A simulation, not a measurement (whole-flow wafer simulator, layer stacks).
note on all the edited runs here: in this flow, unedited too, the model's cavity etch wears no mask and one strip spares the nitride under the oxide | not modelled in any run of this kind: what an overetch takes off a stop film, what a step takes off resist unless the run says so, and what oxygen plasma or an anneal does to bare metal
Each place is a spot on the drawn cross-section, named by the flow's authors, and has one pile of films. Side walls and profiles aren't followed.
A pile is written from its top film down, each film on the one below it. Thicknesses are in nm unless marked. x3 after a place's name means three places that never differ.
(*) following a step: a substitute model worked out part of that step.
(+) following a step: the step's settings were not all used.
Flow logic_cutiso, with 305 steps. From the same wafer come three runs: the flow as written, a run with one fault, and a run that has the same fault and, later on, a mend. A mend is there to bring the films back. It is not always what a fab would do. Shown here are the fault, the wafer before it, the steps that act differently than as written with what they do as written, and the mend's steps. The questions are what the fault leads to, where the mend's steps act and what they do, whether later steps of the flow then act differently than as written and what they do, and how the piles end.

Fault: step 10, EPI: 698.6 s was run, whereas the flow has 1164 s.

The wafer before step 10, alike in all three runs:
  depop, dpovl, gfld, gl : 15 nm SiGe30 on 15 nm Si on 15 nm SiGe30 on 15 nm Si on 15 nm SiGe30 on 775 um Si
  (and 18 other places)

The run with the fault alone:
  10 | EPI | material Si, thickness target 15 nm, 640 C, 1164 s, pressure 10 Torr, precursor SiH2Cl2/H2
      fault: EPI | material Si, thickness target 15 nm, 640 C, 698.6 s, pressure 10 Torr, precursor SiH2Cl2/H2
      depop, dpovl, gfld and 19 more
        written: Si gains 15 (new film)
        fault: Si gains 9 (new film)
  Steps later in the flow that act otherwise than as written (4 other steps are not shown; they differ only slightly, by no more than 2% or 0.5 nm, whichever is larger):
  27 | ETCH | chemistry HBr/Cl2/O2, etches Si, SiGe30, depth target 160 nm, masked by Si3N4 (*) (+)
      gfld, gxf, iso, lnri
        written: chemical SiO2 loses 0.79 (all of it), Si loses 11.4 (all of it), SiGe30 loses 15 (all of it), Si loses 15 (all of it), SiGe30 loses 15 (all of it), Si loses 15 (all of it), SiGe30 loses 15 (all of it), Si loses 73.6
        fault: chemical SiO2 loses 0.79 (all of it), Si loses 5.35 (all of it), SiGe30 loses 15 (all of it), Si loses 15 (all of it), SiGe30 loses 15 (all of it), Si loses 15 (all of it), SiGe30 loses 15 (all of it), Si loses 79.6
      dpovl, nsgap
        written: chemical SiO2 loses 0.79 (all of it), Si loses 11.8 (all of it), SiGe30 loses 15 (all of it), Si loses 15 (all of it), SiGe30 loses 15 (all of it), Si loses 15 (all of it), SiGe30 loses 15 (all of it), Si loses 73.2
        fault: chemical SiO2 loses 0.79 (all of it), Si loses 5.75 (all of it), SiGe30 loses 15 (all of it), Si loses 15 (all of it), SiGe30 loses 15 (all of it), Si loses 15 (all of it), SiGe30 loses 15 (all of it), Si loses 79.2
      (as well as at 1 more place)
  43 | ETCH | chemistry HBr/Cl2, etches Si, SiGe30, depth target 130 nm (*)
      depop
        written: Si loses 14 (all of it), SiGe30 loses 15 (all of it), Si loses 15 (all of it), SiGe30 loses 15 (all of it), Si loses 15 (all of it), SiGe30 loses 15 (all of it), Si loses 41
        fault: Si loses 8.02 (all of it), SiGe30 loses 15 (all of it), Si loses 15 (all of it), SiGe30 loses 15 (all of it), Si loses 15 (all of it), SiGe30 loses 15 (all of it), Si loses 47
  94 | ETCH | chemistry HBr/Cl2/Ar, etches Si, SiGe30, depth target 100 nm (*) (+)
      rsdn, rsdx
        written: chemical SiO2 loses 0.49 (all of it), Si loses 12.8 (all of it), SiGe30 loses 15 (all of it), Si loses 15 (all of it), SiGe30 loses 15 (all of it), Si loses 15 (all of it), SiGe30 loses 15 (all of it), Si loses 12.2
        fault: chemical SiO2 loses 0.49 (all of it), Si loses 6.82 (all of it), SiGe30 loses 15 (all of it), Si loses 15 (all of it), SiGe30 loses 15 (all of it), Si loses 15 (all of it), SiGe30 loses 15 (all of it), Si loses 18.2
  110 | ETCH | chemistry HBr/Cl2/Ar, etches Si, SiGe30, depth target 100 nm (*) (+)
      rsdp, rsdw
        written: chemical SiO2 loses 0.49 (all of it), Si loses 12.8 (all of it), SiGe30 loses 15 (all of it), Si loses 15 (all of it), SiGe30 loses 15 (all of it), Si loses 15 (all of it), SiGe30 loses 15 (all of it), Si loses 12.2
        fault: chemical SiO2 loses 0.49 (all of it), Si loses 6.82 (all of it), SiGe30 loses 15 (all of it), Si loses 15 (all of it), SiGe30 loses 15 (all of it), Si loses 15 (all of it), SiGe30 loses 15 (all of it), Si loses 18.2
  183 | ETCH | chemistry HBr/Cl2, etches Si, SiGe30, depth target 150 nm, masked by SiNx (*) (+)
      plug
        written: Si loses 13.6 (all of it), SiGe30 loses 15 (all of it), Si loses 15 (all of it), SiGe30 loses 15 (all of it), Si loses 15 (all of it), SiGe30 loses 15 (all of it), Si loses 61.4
        fault: Si loses 7.55 (all of it), SiGe30 loses 15 (all of it), Si loses 15 (all of it), SiGe30 loses 15 (all of it), Si loses 15 (all of it), SiGe30 loses 15 (all of it), Si loses 67.4
  At gl, glp, gxn and 6 more, the piles at the end differ from the flow's by more than 2% or 0.5 nm, whichever is larger.
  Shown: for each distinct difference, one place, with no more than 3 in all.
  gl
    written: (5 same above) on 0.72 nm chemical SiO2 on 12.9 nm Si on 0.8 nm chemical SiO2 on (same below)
    fault: (5 same above) on 0.72 nm chemical SiO2 on 6.85 nm Si on 0.8 nm chemical SiO2 on (same below)
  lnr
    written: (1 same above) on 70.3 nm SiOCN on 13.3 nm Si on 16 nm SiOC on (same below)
    fault: (1 same above) on 70.3 nm SiOCN on 7.29 nm Si on 16 nm SiOC on (same below)
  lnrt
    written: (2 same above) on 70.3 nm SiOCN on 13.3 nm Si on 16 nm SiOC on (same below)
    fault: (2 same above) on 70.3 nm SiOCN on 7.29 nm Si on 16 nm SiOC on (same below)

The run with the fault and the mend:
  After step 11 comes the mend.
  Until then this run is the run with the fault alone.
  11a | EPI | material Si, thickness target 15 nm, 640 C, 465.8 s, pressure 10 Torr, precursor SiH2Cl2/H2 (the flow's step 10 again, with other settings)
      depop, dpovl, gfld and 19 more
        Si gains 6
  Later steps of the flow that are run all act as written at every place that is followed.
  At every place that both follow, the piles at the end match the flow's.
